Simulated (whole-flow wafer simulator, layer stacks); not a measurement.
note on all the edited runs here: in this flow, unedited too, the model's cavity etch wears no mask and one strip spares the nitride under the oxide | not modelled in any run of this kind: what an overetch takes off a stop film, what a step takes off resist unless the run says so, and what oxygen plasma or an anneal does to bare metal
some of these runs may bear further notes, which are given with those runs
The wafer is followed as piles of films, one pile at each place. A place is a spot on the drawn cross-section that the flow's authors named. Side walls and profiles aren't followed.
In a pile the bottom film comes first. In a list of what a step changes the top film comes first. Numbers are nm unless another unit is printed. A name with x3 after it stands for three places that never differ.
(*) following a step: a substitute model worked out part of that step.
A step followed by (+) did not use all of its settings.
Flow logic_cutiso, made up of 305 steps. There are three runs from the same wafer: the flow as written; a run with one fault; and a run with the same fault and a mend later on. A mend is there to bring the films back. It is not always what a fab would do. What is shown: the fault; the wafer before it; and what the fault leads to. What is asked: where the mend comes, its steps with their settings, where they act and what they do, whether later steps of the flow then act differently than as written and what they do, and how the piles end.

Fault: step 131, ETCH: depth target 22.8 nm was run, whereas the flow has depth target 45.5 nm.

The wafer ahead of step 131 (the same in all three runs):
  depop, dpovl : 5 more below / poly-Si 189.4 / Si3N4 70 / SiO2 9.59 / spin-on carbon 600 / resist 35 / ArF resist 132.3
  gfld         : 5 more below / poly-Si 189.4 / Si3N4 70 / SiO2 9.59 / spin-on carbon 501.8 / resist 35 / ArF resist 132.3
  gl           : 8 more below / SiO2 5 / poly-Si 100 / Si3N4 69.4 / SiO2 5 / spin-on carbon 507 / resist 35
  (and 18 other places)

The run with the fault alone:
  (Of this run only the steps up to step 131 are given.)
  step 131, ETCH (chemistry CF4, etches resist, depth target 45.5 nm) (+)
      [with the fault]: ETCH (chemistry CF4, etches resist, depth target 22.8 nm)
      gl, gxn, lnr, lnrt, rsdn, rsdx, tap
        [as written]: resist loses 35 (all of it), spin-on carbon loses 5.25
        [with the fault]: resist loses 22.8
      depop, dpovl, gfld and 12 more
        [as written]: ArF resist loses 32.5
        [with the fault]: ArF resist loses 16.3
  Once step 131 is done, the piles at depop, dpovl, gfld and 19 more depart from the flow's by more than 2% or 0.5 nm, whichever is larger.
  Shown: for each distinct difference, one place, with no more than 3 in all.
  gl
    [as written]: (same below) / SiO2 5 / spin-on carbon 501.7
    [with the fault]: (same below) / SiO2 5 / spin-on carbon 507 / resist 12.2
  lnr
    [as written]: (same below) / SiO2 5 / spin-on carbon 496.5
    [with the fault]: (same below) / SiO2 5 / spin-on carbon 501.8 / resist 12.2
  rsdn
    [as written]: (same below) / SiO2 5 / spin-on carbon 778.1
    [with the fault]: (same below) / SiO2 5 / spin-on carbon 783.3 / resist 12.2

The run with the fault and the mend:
  The mend follows step 131.
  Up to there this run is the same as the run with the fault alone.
  step 131a, ETCH (chemistry CF4, etches resist, depth target 22.7 nm) (*) (+) (a further turn of the flow's step 131, with different settings)
      depop, dpovl, gfld and 12 more
        ArF resist loses 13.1
      gl, gxn, lnr, lnrt, rsdn, rsdx, tap
        resist loses 12.2 (all of it), spin-on carbon loses 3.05
  Steps later in the flow that act otherwise than as written (4 other steps are not shown; they differ only slightly, by no more than 2% or 0.5 nm, whichever is larger):
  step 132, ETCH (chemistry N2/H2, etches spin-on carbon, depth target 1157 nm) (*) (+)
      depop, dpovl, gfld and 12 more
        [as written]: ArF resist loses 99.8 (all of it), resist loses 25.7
        [with the mend]: ArF resist loses 103 (all of it), resist loses 25.7
  The piles end the same as the flow's at every place that both follow.
